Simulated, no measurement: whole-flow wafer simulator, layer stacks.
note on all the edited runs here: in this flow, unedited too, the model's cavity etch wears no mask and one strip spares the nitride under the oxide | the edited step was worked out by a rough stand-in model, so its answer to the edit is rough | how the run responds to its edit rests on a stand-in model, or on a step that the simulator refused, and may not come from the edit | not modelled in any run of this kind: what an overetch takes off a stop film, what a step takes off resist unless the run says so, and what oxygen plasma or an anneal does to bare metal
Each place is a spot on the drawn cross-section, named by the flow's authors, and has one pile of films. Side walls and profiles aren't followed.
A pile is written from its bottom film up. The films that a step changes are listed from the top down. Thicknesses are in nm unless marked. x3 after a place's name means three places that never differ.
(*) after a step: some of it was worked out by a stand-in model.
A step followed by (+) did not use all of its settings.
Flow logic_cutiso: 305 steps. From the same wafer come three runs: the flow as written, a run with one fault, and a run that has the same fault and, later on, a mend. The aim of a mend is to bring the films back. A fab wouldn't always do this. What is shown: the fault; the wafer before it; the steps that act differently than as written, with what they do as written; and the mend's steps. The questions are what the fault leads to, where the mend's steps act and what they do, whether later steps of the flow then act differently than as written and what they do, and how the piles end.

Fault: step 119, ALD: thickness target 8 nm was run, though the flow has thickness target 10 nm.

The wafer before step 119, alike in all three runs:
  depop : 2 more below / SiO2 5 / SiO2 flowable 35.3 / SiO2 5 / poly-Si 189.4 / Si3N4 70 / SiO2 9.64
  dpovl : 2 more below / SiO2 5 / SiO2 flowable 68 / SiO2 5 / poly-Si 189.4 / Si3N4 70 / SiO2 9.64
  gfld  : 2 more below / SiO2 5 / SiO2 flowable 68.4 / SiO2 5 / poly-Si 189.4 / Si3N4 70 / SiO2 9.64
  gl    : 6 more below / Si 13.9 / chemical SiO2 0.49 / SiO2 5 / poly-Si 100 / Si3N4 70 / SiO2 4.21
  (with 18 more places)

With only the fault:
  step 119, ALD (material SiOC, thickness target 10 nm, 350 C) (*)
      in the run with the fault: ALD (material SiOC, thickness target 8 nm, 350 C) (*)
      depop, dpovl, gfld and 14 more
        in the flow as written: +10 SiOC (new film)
        in the run with the fault: +8 SiOC (new film)
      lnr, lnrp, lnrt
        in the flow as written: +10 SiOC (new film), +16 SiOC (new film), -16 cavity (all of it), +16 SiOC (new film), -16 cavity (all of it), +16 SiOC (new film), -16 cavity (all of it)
        in the run with the fault: +8 SiOC (new film), +16 SiOC (new film), -16 cavity (all of it), +16 SiOC (new film), -16 cavity (all of it), +16 SiOC (new film), -16 cavity (all of it)
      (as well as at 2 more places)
  Steps later in the flow that act otherwise than as written (22 more steps, not shown, differ only slightly: by at most 2% or 0.5 nm, whichever is larger):
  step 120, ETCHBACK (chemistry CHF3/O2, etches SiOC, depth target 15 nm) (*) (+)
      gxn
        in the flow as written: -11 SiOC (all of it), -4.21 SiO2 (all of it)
        in the run with the fault: -8.61 SiOC (all of it), -4.21 SiO2 (all of it), -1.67 Si3N4
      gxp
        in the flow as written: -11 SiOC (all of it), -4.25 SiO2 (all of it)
        in the run with the fault: -8.58 SiOC (all of it), -4.25 SiO2 (all of it), -1.67 Si3N4
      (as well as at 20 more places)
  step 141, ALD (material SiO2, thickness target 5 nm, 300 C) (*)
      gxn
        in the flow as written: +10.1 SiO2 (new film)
        in the run with the fault: +10.7 SiO2 (new film)
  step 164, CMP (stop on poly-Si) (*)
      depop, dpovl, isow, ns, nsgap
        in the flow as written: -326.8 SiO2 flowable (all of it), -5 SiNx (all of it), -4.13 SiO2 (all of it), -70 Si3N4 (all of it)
        in the run with the fault: -326.8 SiO2 flowable (all of it), -5 SiNx (all of it), -2.13 SiO2 (all of it), -70 Si3N4 (all of it)
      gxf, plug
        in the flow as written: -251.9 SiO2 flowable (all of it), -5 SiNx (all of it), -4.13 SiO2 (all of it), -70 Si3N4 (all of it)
        in the run with the fault: -253.1 SiO2 flowable (all of it), -5 SiNx (all of it), -2.13 SiO2 (all of it), -70 Si3N4 (all of it)
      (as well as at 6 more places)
  By the end, the piles at iso depart from the flow's by more than 2% or 0.5 nm, whichever is larger.
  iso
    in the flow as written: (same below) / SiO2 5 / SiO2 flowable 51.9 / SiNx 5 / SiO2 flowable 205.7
    in the run with the fault: (same below) / SiO2 5 / SiO2 flowable 49.9 / SiNx 5 / SiO2 flowable 207.7

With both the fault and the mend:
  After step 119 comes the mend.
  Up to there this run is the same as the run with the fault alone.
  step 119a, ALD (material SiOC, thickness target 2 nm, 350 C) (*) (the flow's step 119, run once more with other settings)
      depop, dpovl, gfld and 19 more
        +2 SiOC
  None of the later steps of the flow differs from how it acts as written, at any place that is followed, by more than 2% or 0.5 nm, whichever is larger.
  By the end, the piles equal the flow's at every place that both follow.
